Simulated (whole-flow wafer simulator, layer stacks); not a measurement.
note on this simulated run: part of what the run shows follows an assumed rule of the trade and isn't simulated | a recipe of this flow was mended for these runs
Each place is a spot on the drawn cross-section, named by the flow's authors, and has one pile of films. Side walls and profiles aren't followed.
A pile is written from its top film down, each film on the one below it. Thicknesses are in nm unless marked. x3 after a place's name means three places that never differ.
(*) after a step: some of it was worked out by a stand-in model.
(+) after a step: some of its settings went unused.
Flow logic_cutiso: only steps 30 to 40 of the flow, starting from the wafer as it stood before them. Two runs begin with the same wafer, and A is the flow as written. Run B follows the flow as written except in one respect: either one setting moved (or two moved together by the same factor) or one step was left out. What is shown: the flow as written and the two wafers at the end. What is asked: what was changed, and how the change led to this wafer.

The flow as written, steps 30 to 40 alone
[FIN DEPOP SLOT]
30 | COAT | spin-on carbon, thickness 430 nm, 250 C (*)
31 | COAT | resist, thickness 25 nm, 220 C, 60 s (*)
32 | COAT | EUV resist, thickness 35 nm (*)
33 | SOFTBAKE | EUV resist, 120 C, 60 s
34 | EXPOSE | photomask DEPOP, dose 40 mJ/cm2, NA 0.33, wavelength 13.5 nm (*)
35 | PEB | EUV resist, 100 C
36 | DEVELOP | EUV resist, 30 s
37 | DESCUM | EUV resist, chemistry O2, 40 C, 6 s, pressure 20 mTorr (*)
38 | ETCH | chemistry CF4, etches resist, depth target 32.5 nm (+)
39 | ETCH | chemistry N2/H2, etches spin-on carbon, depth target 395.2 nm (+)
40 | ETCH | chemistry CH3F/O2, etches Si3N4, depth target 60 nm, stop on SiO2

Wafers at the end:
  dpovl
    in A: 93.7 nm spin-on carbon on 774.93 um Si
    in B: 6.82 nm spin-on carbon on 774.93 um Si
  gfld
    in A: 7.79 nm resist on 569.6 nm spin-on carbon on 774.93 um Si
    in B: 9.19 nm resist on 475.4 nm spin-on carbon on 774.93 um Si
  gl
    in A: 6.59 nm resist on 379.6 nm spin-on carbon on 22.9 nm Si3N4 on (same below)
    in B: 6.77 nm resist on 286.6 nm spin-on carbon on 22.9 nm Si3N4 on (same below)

The reason: step 30, COAT: thickness 337 nm was run, while the flow as written has thickness 430 nm.

Step by step, how the change led to this:
  30 | COAT | spin-on carbon, thickness 430 nm, 250 C (*)
      depop, ns: A +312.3 spin-on carbon (new film) | B +219.3 spin-on carbon (new film)
      dpovl, nsgap: A +503.6 spin-on carbon (new film) | B +410.6 spin-on carbon (new film)
      (also at 18 further places)
  31 | COAT | resist, thickness 25 nm, 220 C, 60 s (*)
      glp, tap: A +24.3 resist (new film) | B +23.6 resist (new film)
      gfld: A +26.3 resist (new film) | B +27.5 resist (new film)
      (also at 9 further places)
  39 | ETCH | chemistry N2/H2, etches spin-on carbon, depth target 395.2 nm (+)
      depop: A -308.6 spin-on carbon (all of it), -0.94 Si3N4 | B -215.6 spin-on carbon (all of it), -1.95 Si3N4
  40 | ETCH | chemistry CH3F/O2, etches Si3N4, depth target 60 nm, stop on SiO2
      depop: A -22 Si3N4 (all of it), -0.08 SiO2 | B -21 Si3N4 (all of it), -0.08 SiO2
      dpovl: A -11 spin-on carbon | B -4.82 spin-on carbon
